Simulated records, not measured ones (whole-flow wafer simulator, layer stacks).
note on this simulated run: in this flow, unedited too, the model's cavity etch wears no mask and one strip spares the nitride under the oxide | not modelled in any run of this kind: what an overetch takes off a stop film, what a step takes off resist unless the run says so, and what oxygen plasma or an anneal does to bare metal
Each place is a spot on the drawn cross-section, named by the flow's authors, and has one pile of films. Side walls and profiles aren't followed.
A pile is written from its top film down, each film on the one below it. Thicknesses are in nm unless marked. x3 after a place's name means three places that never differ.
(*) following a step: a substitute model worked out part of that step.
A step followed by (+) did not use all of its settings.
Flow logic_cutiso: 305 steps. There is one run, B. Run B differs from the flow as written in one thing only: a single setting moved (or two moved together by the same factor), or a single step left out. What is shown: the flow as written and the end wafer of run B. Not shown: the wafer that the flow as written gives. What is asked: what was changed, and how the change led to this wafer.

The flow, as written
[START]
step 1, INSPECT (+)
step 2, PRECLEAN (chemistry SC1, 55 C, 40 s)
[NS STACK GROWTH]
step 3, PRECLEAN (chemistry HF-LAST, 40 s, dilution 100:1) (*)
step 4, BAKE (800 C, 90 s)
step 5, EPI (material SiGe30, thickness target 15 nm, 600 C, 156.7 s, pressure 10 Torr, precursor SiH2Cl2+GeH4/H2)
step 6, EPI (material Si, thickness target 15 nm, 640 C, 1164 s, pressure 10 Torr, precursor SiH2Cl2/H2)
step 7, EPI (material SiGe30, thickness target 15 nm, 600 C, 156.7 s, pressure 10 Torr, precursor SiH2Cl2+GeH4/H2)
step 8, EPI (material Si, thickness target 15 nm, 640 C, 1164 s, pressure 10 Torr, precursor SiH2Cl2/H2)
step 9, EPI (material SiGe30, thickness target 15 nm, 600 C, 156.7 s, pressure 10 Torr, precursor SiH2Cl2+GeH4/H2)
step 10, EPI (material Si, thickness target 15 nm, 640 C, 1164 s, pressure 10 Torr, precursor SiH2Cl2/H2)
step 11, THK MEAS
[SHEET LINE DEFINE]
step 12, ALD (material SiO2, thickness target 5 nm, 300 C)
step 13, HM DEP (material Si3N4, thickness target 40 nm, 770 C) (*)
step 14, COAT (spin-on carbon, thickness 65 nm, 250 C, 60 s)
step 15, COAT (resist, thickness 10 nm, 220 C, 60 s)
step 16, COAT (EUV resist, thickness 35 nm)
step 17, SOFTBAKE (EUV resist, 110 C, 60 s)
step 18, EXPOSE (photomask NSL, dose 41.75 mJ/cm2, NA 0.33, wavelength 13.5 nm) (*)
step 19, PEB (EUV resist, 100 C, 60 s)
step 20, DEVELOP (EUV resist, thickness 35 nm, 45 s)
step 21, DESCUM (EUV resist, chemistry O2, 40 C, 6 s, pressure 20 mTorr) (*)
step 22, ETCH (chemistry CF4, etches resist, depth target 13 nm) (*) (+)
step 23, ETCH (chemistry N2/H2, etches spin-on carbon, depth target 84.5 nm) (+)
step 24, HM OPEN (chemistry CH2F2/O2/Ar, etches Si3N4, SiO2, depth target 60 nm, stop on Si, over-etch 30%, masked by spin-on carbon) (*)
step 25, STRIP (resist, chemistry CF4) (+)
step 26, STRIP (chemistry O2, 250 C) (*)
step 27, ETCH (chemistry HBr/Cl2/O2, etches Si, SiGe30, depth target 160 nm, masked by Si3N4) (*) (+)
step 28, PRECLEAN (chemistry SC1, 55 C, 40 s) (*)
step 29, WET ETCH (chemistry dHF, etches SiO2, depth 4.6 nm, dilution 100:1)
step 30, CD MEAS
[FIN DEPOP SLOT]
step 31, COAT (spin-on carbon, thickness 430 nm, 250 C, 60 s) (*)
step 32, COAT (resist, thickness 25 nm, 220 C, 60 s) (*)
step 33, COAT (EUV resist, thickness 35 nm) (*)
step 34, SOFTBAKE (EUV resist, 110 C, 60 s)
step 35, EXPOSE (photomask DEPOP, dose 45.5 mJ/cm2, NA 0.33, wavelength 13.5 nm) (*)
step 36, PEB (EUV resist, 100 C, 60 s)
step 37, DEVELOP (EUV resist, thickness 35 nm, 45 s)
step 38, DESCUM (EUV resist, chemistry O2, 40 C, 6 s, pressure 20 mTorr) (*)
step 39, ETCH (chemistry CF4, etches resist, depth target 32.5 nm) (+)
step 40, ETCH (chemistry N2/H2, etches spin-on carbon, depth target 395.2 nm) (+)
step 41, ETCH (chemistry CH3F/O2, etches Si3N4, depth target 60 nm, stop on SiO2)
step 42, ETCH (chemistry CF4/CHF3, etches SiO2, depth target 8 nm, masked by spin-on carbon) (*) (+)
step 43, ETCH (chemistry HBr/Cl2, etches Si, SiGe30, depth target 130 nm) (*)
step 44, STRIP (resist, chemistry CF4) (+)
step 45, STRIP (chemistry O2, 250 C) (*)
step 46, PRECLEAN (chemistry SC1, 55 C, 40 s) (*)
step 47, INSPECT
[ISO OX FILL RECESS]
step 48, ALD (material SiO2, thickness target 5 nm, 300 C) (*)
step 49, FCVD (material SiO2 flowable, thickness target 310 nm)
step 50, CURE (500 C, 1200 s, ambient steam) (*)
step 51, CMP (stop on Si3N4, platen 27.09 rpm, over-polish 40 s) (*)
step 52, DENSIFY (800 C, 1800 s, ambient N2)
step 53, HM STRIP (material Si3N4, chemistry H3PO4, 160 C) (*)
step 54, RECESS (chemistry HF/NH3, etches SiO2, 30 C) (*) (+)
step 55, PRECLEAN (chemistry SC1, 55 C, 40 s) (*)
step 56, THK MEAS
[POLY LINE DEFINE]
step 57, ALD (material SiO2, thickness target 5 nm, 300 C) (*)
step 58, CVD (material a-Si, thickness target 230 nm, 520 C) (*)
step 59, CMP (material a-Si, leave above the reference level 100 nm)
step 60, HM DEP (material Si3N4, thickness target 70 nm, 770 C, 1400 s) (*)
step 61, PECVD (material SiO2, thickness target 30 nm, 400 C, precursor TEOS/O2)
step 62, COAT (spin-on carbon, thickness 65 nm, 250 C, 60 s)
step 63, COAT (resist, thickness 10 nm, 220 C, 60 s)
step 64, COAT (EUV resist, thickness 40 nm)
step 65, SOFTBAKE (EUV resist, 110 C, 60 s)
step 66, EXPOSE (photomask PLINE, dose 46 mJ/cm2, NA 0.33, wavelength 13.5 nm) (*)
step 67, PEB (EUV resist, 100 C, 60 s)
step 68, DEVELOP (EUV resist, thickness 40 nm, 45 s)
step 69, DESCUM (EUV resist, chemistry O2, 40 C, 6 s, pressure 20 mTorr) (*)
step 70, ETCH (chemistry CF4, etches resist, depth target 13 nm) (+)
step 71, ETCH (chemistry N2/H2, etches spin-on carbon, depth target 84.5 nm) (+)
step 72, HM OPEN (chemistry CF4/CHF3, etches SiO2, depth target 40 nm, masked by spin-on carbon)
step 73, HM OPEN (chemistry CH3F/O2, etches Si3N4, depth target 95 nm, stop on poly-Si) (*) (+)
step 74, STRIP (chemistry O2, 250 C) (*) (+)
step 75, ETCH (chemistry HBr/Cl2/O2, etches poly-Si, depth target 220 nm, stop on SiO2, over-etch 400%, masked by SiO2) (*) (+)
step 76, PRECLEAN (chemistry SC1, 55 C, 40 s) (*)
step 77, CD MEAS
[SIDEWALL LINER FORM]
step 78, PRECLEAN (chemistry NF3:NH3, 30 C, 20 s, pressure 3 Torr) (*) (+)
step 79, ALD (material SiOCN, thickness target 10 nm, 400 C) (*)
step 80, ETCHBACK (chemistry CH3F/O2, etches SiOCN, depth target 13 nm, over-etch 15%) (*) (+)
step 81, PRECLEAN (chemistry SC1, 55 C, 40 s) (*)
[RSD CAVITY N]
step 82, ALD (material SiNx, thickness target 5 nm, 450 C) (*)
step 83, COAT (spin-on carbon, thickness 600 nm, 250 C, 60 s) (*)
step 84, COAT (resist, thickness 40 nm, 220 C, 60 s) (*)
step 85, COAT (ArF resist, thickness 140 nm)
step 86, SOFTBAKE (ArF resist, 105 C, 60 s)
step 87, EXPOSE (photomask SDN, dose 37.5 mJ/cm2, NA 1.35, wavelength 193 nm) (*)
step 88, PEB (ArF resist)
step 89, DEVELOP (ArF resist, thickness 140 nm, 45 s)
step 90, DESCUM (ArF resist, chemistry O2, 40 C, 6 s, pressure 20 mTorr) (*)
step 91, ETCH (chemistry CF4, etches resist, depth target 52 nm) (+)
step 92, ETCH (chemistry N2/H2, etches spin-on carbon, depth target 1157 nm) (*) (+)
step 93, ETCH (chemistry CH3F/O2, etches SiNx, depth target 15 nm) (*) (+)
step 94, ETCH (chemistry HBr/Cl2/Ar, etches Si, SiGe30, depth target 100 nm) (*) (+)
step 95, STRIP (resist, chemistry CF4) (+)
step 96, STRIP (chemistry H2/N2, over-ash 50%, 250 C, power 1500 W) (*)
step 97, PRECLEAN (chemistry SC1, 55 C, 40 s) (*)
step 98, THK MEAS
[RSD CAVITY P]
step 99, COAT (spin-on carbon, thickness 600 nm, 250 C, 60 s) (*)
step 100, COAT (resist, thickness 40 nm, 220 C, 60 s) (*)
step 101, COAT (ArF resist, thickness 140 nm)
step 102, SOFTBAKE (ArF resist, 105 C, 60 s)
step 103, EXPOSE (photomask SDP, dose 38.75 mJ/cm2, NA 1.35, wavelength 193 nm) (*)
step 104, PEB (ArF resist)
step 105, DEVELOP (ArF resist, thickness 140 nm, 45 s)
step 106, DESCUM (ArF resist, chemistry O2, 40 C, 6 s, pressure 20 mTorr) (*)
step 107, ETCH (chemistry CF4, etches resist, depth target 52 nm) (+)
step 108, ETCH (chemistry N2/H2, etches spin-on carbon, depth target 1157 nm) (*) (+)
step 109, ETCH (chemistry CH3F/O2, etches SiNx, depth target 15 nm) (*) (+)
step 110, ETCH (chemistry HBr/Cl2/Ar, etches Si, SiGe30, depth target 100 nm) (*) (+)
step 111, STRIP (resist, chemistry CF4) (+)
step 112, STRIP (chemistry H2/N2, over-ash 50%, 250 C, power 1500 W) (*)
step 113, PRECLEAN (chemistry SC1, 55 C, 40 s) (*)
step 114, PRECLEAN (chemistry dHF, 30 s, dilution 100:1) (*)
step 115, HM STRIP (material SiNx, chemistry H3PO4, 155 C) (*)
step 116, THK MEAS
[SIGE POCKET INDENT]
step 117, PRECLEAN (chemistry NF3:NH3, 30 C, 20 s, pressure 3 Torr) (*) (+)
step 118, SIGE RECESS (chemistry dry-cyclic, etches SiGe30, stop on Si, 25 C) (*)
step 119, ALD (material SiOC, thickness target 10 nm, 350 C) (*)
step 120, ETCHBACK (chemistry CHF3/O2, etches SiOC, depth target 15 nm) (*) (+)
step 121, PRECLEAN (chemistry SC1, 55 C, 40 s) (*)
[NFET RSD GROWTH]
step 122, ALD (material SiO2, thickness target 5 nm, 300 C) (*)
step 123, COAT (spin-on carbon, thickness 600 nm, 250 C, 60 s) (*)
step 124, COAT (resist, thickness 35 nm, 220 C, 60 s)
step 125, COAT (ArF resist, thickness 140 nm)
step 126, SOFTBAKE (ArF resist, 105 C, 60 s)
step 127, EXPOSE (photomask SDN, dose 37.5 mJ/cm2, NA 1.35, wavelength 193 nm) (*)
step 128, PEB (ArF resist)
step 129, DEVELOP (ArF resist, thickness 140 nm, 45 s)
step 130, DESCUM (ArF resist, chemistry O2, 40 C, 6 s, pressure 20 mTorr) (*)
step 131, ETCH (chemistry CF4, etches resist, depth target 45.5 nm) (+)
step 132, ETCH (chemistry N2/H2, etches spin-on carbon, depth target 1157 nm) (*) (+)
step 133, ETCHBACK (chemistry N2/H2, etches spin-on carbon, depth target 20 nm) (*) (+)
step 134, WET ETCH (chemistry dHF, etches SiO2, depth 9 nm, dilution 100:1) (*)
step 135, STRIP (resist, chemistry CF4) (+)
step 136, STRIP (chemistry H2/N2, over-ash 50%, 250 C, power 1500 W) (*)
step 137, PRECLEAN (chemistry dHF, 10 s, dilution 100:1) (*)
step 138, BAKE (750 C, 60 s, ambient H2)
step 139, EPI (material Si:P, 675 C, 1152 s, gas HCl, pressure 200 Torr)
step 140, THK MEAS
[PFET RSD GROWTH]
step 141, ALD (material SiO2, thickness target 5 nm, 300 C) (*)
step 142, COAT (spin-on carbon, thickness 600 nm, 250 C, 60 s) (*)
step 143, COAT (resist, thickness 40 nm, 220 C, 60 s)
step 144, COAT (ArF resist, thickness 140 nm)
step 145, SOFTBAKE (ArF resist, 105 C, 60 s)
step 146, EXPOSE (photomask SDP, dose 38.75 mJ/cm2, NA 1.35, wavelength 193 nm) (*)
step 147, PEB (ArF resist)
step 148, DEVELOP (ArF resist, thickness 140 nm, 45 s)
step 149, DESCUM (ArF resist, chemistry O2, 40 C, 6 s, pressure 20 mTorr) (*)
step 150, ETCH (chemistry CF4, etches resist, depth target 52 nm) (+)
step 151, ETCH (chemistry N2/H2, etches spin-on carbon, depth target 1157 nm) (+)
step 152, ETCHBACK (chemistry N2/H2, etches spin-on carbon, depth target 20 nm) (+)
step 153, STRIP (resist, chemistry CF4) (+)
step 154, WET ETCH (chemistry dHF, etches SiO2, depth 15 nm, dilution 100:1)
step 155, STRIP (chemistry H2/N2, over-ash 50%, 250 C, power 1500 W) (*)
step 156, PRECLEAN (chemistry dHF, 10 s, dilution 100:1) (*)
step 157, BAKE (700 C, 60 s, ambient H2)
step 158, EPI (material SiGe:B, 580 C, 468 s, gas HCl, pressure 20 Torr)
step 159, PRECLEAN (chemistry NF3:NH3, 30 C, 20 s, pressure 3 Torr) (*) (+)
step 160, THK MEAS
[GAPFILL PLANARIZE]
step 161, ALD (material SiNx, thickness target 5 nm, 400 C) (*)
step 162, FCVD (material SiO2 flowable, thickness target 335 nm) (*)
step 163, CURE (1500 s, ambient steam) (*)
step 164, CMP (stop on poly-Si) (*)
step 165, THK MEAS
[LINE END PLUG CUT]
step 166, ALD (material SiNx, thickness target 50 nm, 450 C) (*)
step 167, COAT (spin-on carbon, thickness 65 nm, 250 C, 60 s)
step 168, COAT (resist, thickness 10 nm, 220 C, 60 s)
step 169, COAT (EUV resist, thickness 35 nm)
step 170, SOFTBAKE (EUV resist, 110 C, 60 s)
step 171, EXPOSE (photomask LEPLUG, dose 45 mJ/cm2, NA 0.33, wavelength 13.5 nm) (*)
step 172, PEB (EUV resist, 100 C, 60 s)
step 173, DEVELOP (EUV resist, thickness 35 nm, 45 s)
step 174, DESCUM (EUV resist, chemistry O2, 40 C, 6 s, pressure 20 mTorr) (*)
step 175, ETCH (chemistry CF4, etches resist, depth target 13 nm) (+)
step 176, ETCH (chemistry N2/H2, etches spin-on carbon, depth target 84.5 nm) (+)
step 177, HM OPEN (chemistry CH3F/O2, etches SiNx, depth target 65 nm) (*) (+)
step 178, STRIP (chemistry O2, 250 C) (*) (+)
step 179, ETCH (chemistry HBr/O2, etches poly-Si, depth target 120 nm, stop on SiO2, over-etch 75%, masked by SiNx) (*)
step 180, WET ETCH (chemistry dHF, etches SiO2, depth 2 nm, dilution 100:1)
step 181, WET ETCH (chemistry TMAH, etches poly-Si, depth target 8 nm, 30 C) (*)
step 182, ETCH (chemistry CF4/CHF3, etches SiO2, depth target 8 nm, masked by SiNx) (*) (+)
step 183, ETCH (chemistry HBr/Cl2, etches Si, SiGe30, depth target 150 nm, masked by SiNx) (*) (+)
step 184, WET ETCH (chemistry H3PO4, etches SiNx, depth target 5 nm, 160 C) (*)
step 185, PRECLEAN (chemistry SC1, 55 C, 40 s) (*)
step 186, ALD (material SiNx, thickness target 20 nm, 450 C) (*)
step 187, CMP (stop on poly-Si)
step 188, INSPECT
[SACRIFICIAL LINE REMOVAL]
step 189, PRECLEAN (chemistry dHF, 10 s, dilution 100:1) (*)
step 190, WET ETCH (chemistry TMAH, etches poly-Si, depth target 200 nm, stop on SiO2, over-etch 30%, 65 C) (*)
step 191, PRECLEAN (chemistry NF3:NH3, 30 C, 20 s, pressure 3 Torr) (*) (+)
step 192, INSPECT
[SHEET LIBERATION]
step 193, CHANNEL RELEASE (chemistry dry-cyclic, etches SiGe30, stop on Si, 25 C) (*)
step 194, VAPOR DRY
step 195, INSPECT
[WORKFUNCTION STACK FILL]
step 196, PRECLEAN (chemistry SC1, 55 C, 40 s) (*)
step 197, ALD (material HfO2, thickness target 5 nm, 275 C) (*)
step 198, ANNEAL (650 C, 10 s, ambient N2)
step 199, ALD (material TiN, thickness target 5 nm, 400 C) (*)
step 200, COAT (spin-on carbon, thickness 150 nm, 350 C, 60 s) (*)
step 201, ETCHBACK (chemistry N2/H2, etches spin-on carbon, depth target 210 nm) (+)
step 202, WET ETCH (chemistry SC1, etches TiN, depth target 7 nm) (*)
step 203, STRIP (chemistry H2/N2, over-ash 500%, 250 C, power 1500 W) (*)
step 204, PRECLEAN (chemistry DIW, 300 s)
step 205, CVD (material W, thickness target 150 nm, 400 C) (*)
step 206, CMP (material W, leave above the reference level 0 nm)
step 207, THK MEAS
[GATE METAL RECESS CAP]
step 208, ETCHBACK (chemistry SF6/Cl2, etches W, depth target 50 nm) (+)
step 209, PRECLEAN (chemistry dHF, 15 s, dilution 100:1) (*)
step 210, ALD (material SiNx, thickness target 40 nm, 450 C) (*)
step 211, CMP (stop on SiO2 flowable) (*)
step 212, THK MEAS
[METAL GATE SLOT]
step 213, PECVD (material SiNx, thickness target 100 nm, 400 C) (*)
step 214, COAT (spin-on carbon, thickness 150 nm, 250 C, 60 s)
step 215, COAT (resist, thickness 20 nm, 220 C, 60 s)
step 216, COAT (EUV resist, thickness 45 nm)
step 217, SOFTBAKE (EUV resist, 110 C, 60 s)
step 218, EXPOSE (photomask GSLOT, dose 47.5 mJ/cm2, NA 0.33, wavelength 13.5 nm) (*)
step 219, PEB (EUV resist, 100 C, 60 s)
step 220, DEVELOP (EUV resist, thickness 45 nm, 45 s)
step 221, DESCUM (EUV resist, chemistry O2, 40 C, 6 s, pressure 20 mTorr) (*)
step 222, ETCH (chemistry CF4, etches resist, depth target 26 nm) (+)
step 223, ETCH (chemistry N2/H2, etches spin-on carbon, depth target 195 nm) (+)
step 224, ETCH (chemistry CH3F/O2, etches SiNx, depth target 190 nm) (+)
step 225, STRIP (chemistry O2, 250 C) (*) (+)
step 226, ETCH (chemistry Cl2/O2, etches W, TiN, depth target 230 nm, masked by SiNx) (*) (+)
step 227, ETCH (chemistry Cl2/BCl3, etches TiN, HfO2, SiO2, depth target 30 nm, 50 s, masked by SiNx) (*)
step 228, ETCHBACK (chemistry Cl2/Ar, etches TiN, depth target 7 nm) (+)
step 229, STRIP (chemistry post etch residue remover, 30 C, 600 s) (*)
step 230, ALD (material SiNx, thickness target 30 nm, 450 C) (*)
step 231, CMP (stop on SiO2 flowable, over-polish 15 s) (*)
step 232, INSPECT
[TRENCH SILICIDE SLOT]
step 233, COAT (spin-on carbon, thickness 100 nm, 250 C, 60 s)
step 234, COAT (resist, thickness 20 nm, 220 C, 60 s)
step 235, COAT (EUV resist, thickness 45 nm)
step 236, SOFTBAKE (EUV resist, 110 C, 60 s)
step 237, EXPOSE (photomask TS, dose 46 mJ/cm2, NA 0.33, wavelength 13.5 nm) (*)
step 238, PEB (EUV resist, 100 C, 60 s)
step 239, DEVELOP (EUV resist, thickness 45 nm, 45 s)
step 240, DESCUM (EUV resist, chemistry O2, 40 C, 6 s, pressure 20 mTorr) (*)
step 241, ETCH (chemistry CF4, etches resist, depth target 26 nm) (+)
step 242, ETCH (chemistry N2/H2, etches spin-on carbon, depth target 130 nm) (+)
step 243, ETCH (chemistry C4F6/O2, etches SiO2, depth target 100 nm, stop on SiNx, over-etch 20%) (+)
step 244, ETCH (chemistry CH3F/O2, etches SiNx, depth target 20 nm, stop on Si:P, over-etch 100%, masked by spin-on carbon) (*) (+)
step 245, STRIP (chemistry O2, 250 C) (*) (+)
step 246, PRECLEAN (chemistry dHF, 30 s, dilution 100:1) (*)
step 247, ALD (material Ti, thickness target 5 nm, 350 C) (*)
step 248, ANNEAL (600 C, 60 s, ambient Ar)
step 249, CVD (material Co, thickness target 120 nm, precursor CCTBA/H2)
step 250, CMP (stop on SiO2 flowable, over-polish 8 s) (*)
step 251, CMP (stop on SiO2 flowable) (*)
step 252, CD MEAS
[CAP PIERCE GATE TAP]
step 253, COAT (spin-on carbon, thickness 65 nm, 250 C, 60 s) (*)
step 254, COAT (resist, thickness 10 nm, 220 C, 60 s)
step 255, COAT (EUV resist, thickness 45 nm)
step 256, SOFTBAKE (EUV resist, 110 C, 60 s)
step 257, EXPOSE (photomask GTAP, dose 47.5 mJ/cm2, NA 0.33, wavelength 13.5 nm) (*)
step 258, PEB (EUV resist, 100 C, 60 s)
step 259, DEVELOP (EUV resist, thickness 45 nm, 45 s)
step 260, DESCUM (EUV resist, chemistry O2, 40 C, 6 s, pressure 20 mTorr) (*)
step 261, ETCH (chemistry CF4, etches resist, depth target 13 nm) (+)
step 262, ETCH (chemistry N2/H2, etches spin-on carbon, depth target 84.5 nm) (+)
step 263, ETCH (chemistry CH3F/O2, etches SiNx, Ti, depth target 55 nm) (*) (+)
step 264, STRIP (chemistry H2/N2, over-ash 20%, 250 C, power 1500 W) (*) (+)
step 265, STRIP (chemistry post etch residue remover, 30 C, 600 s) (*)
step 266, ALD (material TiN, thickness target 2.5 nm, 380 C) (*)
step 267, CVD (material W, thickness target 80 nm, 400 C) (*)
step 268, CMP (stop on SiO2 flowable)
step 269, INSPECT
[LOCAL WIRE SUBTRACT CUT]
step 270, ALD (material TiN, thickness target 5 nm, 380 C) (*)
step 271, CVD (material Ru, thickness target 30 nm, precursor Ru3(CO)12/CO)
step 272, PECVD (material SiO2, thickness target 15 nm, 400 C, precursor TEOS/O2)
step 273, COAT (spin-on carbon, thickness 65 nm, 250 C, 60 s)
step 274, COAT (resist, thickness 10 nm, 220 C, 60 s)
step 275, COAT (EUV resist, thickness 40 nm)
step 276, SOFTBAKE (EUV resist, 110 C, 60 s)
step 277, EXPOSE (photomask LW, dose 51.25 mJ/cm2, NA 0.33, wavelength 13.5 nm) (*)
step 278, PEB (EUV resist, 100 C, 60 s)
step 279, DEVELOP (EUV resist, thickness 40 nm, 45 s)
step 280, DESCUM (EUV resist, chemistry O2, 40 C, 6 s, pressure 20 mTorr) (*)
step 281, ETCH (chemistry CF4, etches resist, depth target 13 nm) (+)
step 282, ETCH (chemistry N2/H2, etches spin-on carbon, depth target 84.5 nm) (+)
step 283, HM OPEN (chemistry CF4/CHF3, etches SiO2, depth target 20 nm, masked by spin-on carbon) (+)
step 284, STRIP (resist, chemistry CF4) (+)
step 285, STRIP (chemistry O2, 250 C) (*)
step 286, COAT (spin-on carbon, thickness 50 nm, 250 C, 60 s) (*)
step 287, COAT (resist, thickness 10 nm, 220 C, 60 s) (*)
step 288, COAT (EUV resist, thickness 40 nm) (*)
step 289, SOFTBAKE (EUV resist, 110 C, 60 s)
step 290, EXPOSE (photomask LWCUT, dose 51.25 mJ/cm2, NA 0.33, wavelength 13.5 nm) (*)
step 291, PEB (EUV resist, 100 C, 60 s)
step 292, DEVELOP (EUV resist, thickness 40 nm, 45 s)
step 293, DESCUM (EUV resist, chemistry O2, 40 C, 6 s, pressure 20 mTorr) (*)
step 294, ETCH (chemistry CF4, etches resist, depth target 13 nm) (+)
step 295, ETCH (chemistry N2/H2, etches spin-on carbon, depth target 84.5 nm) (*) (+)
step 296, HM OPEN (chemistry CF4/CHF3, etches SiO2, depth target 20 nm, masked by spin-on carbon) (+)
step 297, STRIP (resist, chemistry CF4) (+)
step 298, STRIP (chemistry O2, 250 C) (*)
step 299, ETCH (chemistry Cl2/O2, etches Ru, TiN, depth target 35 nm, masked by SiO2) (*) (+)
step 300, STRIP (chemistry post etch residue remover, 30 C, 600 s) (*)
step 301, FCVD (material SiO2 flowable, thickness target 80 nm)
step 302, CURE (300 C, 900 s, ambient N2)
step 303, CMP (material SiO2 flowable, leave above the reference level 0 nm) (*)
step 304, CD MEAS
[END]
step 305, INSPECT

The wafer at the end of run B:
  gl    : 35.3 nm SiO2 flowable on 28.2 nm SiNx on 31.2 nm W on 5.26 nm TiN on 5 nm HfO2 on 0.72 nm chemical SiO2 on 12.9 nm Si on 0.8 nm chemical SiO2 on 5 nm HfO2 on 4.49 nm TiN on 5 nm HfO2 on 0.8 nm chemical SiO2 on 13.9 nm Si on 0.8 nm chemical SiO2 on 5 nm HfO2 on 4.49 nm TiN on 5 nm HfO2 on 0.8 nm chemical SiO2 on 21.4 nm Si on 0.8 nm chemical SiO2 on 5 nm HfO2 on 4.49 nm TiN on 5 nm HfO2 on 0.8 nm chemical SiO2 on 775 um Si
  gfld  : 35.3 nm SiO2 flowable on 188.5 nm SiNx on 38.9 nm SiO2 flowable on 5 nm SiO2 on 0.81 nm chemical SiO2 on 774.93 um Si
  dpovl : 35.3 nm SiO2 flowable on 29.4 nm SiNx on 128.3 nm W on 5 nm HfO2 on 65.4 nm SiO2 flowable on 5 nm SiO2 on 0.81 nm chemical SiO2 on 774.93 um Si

The reason: step 6, EPI: 1747 s was run, though the flow has 1164 s.

The path from the change to this, step by step:
  step 6, EPI (material Si, thickness target 15 nm, 640 C, 1164 s, pressure 10 Torr, precursor SiH2Cl2/H2)
      depop, dpovl, gfld and 19 more: Si gains 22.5 (new film) (in the flow as written it would be: Si gains 15 (new film))
  step 27, ETCH (chemistry HBr/Cl2/O2, etches Si, SiGe30, depth target 160 nm, masked by Si3N4) (*) (+)
      gfld, gxf, iso, lnri: chemical SiO2 loses 0.79 (all of it), Si loses 11.4 (all of it), SiGe30 loses 15 (all of it), Si loses 15 (all of it), SiGe30 loses 15 (all of it), Si loses 22.5 (all of it), SiGe30 loses 15 (all of it), Si loses 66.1 (in the flow as written it would be: chemical SiO2 loses 0.79 (all of it), Si loses 11.4 (all of it), SiGe30 loses 15 (all of it), Si loses 15 (all of it), SiGe30 loses 15 (all of it), Si loses 15 (all of it), SiGe30 loses 15 (all of it), Si loses 73.6)
      dpovl, nsgap: chemical SiO2 loses 0.79 (all of it), Si loses 11.8 (all of it), SiGe30 loses 15 (all of it), Si loses 15 (all of it), SiGe30 loses 15 (all of it), Si loses 22.5 (all of it), SiGe30 loses 15 (all of it), Si loses 65.7 (in the flow as written it would be: chemical SiO2 loses 0.79 (all of it), Si loses 11.8 (all of it), SiGe30 loses 15 (all of it), Si loses 15 (all of it), SiGe30 loses 15 (all of it), Si loses 15 (all of it), SiGe30 loses 15 (all of it), Si loses 73.2)
      (also at 1 further place)
  step 43, ETCH (chemistry HBr/Cl2, etches Si, SiGe30, depth target 130 nm) (*)
      depop: Si loses 14 (all of it), SiGe30 loses 15 (all of it), Si loses 15 (all of it), SiGe30 loses 15 (all of it), Si loses 22.5 (all of it), SiGe30 loses 15 (all of it), Si loses 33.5 (in the flow as written it would be: Si loses 14 (all of it), SiGe30 loses 15 (all of it), Si loses 15 (all of it), SiGe30 loses 15 (all of it), Si loses 15 (all of it), SiGe30 loses 15 (all of it), Si loses 41)
  step 94, ETCH (chemistry HBr/Cl2/Ar, etches Si, SiGe30, depth target 100 nm) (*) (+)
      rsdn, rsdx: chemical SiO2 loses 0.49 (all of it), Si loses 12.8 (all of it), SiGe30 loses 15 (all of it), Si loses 15 (all of it), SiGe30 loses 15 (all of it), Si loses 22.5 (all of it), SiGe30 loses 15 (all of it), Si loses 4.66 (in the flow as written it would be: chemical SiO2 loses 0.49 (all of it), Si loses 12.8 (all of it), SiGe30 loses 15 (all of it), Si loses 15 (all of it), SiGe30 loses 15 (all of it), Si loses 15 (all of it), SiGe30 loses 15 (all of it), Si loses 12.2)
  step 110, ETCH (chemistry HBr/Cl2/Ar, etches Si, SiGe30, depth target 100 nm) (*) (+)
      rsdp, rsdw: chemical SiO2 loses 0.49 (all of it), Si loses 12.8 (all of it), SiGe30 loses 15 (all of it), Si loses 15 (all of it), SiGe30 loses 15 (all of it), Si loses 22.5 (all of it), SiGe30 loses 15 (all of it), Si loses 4.66 (in the flow as written it would be: chemical SiO2 loses 0.49 (all of it), Si loses 12.8 (all of it), SiGe30 loses 15 (all of it), Si loses 15 (all of it), SiGe30 loses 15 (all of it), Si loses 15 (all of it), SiGe30 loses 15 (all of it), Si loses 12.2)
  step 183, ETCH (chemistry HBr/Cl2, etches Si, SiGe30, depth target 150 nm, masked by SiNx) (*) (+)
      plug: Si loses 13.6 (all of it), SiGe30 loses 15 (all of it), Si loses 15 (all of it), SiGe30 loses 15 (all of it), Si loses 22.5 (all of it), SiGe30 loses 15 (all of it), Si loses 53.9 (in the flow as written it would be: Si loses 13.6 (all of it), SiGe30 loses 15 (all of it), Si loses 15 (all of it), SiGe30 loses 15 (all of it), Si loses 15 (all of it), SiGe30 loses 15 (all of it), Si loses 61.4)
